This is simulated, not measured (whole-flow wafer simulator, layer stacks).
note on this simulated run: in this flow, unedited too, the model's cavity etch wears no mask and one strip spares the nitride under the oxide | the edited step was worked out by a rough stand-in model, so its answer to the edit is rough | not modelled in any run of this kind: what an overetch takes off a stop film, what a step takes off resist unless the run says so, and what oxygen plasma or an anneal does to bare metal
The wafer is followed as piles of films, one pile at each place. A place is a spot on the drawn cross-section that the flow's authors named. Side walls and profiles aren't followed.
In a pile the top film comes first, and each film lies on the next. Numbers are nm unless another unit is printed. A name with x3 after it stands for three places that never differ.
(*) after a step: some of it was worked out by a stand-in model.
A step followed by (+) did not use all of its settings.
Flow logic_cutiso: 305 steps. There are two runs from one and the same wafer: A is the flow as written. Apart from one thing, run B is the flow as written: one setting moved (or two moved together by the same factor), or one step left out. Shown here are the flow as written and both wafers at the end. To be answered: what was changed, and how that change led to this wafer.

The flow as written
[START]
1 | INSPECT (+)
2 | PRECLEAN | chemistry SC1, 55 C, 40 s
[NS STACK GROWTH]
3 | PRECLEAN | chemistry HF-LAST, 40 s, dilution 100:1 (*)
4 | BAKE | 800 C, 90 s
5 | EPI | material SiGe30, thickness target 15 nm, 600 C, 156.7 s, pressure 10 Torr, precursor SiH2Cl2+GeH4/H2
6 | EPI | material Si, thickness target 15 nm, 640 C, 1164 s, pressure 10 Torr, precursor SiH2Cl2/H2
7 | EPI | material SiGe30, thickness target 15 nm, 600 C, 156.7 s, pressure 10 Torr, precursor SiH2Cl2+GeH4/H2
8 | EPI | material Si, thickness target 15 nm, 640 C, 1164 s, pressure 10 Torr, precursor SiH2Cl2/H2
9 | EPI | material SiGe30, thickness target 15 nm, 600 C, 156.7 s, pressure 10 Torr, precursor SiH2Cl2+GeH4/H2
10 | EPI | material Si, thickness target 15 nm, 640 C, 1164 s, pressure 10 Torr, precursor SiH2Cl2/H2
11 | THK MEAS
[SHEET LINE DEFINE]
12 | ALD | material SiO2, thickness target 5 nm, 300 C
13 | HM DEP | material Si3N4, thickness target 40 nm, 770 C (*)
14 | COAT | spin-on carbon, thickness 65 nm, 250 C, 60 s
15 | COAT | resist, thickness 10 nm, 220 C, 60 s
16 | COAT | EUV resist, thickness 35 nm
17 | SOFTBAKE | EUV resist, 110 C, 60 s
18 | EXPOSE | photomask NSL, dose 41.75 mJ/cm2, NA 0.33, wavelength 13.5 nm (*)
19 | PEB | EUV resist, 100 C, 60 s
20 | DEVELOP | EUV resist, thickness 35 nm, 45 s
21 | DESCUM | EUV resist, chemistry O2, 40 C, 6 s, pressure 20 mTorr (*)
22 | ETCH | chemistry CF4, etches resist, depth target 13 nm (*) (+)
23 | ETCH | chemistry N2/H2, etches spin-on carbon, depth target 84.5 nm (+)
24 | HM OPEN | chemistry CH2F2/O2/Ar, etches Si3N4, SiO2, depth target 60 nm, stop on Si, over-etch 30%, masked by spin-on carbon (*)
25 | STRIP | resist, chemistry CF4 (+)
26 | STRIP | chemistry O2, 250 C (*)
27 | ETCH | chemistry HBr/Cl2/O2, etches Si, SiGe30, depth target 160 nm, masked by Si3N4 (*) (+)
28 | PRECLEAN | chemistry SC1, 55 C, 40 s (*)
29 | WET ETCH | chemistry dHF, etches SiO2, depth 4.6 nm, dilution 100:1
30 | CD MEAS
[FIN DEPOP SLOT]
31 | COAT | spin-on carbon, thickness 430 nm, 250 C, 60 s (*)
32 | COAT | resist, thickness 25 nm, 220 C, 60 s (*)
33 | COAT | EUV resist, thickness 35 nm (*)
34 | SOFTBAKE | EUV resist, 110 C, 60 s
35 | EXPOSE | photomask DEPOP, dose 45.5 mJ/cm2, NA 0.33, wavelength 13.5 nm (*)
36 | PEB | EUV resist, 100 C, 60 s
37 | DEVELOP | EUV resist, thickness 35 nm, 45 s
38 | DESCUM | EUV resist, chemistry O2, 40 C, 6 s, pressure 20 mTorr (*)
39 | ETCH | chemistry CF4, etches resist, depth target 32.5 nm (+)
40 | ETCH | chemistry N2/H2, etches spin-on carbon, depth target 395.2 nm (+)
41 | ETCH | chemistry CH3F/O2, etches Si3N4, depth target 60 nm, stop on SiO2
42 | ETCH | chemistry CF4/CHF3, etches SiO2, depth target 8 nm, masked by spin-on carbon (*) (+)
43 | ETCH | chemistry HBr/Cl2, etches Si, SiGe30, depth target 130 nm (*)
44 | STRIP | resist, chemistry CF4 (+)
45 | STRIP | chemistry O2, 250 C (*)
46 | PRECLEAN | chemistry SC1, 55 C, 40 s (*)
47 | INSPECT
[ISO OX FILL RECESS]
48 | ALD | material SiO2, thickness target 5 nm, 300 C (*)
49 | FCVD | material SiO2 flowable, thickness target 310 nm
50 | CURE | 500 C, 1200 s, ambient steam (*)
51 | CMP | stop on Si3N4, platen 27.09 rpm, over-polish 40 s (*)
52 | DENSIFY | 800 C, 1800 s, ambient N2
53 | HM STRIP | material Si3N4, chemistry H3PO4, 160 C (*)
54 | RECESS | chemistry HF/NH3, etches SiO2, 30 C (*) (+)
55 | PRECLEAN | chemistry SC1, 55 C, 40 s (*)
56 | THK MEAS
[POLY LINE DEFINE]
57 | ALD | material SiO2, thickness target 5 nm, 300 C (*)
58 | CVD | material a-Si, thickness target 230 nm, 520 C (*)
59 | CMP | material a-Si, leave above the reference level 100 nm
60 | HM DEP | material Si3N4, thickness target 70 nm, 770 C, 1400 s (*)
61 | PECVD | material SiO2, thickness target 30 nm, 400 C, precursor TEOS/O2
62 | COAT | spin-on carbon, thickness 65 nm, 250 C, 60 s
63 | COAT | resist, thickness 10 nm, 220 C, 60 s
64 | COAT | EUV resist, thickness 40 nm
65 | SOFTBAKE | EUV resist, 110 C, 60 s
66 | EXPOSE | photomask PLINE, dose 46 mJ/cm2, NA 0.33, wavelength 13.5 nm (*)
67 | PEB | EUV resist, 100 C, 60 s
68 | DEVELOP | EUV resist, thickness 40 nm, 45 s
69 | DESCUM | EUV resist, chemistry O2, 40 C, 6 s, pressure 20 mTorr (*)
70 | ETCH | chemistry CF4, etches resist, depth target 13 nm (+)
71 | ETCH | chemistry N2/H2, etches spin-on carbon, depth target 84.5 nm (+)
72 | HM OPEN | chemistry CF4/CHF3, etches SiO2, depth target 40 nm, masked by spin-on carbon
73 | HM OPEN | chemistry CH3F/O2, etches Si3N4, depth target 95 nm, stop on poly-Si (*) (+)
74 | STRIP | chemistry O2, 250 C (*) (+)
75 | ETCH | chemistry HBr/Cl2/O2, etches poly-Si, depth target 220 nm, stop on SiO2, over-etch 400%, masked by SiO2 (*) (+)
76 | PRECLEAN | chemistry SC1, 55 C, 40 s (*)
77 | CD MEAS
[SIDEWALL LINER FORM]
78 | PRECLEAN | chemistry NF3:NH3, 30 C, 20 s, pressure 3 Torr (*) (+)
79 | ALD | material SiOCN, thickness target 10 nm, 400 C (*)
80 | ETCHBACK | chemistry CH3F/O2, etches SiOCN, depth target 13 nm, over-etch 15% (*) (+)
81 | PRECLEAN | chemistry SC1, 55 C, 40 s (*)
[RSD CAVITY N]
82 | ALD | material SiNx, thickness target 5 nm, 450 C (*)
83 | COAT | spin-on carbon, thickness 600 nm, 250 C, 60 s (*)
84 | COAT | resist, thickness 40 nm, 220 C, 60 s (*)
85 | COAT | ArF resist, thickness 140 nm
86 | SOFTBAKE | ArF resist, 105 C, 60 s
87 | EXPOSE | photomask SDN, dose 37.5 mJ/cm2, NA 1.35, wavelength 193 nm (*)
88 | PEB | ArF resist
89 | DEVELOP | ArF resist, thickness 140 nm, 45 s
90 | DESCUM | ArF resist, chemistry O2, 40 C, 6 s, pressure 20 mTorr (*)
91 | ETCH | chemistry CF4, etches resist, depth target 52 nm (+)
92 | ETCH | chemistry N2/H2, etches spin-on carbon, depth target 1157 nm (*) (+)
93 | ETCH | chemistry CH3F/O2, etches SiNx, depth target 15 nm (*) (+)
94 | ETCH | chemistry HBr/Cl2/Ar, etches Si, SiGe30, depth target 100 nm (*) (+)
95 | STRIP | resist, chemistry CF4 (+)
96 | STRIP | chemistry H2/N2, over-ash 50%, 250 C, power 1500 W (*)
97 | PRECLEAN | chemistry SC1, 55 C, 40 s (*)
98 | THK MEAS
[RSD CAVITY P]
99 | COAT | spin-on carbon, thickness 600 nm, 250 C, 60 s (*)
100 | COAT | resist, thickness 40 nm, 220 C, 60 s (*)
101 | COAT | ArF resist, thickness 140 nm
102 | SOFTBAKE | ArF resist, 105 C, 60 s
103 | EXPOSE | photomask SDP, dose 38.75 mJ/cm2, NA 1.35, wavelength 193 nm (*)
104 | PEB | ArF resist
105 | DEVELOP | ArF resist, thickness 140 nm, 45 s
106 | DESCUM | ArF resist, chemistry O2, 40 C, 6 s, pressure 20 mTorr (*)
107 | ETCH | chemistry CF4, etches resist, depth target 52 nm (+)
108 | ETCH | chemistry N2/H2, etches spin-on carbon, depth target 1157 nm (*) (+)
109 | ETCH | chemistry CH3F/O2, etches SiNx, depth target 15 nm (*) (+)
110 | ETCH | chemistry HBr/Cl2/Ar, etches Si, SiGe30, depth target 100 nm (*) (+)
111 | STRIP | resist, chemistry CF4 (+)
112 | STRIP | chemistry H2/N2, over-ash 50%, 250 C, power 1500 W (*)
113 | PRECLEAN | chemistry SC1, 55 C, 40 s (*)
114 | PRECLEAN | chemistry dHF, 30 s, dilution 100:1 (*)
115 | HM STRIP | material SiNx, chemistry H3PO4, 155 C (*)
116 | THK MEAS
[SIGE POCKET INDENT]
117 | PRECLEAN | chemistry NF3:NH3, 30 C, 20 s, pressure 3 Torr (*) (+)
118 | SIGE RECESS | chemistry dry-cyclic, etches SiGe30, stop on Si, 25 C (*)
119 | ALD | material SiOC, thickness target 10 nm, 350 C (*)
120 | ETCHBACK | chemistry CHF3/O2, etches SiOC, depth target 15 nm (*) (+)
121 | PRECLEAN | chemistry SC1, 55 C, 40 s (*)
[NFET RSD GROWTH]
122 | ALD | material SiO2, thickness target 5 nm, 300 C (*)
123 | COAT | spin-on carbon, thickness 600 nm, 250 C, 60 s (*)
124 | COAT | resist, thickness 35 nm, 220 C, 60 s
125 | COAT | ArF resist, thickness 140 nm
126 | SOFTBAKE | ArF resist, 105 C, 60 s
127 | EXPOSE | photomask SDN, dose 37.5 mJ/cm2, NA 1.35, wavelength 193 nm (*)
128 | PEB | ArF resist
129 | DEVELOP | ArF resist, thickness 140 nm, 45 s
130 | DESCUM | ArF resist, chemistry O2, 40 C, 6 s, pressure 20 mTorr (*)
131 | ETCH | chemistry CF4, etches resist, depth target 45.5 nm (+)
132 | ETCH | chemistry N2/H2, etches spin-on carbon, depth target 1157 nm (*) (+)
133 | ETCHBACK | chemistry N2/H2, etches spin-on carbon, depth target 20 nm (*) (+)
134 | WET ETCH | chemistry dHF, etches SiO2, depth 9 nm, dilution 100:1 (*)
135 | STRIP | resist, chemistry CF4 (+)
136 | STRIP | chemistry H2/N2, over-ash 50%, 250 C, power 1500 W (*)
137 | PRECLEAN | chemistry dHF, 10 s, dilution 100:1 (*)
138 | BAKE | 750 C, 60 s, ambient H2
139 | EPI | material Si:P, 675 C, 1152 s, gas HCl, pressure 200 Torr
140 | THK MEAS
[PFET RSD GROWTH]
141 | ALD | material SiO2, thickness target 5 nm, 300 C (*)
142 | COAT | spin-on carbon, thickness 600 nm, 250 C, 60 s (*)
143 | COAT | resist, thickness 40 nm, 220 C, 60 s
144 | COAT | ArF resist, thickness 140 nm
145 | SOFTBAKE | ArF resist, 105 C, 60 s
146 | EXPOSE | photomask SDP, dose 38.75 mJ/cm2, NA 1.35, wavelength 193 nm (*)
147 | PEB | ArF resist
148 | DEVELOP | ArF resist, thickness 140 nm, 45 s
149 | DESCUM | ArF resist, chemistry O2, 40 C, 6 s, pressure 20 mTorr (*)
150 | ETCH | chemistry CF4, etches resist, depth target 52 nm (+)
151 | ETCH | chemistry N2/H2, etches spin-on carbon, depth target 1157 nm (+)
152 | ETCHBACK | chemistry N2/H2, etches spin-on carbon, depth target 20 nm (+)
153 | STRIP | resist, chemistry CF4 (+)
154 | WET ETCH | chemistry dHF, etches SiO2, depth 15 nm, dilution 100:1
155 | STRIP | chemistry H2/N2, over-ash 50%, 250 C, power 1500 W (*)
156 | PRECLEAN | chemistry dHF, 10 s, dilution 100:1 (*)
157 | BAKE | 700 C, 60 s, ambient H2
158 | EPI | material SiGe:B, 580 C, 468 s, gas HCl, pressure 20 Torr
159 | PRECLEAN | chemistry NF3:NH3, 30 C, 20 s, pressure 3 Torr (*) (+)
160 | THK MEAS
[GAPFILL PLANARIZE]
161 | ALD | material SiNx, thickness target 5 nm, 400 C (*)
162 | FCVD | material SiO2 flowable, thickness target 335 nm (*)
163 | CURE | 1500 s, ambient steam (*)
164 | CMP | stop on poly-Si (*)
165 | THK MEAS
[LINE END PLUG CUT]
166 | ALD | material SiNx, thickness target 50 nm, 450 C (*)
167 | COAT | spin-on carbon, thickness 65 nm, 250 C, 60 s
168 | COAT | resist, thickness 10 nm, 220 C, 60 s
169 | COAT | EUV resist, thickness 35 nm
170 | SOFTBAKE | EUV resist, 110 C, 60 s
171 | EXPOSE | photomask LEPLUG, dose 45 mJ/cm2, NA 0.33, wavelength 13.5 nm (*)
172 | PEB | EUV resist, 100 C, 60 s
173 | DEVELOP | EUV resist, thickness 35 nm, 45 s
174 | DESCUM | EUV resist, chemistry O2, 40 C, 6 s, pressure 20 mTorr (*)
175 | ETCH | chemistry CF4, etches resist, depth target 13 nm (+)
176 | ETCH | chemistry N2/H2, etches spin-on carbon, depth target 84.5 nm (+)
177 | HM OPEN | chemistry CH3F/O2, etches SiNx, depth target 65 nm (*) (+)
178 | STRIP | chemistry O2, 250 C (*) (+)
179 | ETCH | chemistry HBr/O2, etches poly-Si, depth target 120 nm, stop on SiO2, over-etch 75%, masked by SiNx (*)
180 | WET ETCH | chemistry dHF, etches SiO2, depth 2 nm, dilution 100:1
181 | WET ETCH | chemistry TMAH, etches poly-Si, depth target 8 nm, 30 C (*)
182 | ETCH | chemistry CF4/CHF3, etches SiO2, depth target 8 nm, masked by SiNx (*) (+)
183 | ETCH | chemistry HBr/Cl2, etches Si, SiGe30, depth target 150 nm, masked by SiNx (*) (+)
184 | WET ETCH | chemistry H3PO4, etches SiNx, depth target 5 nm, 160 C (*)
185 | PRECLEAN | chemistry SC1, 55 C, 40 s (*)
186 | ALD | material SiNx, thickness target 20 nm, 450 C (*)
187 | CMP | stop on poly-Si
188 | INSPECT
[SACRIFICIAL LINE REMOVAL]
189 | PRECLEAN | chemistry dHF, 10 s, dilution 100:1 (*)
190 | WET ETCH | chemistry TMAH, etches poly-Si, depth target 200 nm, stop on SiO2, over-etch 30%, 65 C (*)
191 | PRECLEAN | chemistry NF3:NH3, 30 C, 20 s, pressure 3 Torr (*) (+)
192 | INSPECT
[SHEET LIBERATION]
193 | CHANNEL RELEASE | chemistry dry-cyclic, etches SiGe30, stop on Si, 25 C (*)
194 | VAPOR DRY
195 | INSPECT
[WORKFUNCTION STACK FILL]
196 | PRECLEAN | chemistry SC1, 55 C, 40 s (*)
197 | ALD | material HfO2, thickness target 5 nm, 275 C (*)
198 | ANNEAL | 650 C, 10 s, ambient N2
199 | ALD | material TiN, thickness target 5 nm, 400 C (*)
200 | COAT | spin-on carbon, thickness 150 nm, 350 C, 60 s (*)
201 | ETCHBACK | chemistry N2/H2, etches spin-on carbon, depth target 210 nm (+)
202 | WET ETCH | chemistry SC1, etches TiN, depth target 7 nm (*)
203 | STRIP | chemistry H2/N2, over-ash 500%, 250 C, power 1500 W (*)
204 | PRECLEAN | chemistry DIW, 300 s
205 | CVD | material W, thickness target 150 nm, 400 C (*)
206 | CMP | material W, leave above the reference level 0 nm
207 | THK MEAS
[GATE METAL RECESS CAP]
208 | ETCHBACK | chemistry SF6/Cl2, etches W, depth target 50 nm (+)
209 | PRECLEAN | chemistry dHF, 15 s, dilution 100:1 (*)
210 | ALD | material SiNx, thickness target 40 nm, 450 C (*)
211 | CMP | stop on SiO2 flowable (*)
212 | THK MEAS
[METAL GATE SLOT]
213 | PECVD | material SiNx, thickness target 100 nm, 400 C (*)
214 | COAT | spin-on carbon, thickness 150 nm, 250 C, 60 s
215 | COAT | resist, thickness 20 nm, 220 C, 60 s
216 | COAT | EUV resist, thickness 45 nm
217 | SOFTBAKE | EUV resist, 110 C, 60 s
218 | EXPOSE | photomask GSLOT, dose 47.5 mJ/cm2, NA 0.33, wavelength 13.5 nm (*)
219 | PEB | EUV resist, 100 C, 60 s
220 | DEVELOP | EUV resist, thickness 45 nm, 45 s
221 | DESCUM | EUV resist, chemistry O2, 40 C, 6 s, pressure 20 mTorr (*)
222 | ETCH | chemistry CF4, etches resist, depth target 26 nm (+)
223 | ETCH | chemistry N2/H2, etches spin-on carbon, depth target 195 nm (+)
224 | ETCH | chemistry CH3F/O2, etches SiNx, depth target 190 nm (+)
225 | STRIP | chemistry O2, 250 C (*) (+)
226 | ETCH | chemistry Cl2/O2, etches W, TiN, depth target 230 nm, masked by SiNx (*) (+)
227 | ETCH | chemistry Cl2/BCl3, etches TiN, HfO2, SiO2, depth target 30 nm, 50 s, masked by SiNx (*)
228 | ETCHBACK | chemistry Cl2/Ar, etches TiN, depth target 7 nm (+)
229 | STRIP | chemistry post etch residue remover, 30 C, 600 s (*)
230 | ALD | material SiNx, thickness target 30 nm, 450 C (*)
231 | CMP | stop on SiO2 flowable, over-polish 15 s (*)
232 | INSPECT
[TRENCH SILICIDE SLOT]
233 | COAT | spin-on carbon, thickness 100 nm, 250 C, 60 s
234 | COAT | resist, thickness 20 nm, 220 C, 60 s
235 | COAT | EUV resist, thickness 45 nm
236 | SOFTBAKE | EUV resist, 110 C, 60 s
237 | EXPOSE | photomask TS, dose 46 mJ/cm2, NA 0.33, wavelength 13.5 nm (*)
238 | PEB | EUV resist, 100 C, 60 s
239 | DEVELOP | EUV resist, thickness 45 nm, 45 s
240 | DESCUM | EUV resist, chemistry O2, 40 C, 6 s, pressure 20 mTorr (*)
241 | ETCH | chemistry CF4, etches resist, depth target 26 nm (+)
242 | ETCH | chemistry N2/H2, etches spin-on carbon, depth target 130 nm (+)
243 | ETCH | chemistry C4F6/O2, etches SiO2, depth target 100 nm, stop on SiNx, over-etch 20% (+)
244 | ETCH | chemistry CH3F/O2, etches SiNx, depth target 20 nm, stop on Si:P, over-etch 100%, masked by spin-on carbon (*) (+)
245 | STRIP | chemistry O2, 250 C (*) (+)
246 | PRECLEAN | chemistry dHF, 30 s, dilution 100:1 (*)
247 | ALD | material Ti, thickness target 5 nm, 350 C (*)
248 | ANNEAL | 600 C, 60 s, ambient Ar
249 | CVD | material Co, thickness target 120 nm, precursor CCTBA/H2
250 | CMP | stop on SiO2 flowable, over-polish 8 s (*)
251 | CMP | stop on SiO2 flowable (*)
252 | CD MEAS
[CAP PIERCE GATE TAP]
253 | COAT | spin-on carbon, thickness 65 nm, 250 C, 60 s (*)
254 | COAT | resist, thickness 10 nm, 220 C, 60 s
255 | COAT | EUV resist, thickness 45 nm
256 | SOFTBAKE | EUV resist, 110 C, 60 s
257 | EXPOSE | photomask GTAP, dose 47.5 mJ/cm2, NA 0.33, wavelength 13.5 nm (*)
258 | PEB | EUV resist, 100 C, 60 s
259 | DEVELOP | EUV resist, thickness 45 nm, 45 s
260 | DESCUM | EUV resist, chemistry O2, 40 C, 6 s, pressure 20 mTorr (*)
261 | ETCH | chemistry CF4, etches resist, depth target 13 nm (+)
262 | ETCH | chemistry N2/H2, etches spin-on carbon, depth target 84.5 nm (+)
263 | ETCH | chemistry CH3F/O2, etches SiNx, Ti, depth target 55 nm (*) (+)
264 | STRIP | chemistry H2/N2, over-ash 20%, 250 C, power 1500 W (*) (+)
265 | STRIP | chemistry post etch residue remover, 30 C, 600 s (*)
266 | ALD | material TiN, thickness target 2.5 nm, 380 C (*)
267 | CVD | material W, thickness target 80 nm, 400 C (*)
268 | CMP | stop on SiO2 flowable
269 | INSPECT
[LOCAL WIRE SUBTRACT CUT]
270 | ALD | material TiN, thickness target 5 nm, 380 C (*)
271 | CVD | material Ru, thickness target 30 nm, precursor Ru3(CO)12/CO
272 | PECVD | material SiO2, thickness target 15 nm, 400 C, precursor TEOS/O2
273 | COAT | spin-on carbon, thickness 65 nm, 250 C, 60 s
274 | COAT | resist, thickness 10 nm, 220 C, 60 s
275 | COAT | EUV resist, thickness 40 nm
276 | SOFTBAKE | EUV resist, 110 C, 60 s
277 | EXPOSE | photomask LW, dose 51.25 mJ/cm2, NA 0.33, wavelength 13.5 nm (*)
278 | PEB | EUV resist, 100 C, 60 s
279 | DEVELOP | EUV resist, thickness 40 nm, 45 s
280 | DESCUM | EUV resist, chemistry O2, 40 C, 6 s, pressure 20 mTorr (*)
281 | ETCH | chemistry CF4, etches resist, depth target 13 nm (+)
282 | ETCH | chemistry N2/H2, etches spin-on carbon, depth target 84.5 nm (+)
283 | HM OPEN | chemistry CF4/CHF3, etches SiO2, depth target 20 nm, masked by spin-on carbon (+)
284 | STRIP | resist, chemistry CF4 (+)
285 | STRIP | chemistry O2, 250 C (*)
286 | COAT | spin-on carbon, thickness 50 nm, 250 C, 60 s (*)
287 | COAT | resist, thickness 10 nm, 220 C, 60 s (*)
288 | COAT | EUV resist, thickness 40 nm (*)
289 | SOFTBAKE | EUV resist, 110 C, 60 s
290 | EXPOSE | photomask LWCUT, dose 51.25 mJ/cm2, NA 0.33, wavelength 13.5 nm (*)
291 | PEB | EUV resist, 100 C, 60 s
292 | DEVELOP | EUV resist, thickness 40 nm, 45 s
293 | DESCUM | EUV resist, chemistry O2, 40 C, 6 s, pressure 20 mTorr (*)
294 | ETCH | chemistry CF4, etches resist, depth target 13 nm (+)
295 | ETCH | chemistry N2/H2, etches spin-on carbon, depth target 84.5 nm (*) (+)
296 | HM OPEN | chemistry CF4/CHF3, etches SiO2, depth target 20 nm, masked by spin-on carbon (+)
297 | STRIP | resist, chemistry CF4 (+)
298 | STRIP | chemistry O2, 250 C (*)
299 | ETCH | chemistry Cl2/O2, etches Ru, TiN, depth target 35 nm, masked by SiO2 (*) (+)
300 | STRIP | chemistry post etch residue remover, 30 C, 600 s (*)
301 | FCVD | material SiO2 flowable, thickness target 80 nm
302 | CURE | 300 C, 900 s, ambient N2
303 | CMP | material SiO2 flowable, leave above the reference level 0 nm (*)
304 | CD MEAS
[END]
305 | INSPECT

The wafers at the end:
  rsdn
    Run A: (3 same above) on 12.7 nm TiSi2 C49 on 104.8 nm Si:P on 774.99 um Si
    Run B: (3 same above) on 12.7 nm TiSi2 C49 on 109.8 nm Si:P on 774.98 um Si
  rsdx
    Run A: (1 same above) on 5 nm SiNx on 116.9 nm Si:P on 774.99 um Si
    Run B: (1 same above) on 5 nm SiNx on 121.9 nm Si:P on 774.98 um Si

What caused this: step 94, ETCH: depth target 105 nm was run, though the flow has depth target 100 nm.

Step by step, how the change led to this:
  94 | ETCH | chemistry HBr/Cl2/Ar, etches Si, SiGe30, depth target 100 nm (*) (+)
      rsdn, rsdx: A -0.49 chemical SiO2 (all of it), -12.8 Si (all of it), -15 SiGe30 (all of it), -15 Si (all of it), -15 SiGe30 (all of it), -15 Si (all of it), -15 SiGe30 (all of it), -12.2 Si | B -0.49 chemical SiO2 (all of it), -12.8 Si (all of it), -15 SiGe30 (all of it), -15 Si (all of it), -15 SiGe30 (all of it), -15 Si (all of it), -15 SiGe30 (all of it), -17.2 Si
  139 | EPI | material Si:P, 675 C, 1152 s, gas HCl, pressure 200 Torr
      rsdn, rsdx: A +116.9 Si:P (new film) | B +121.9 Si:P (new film)
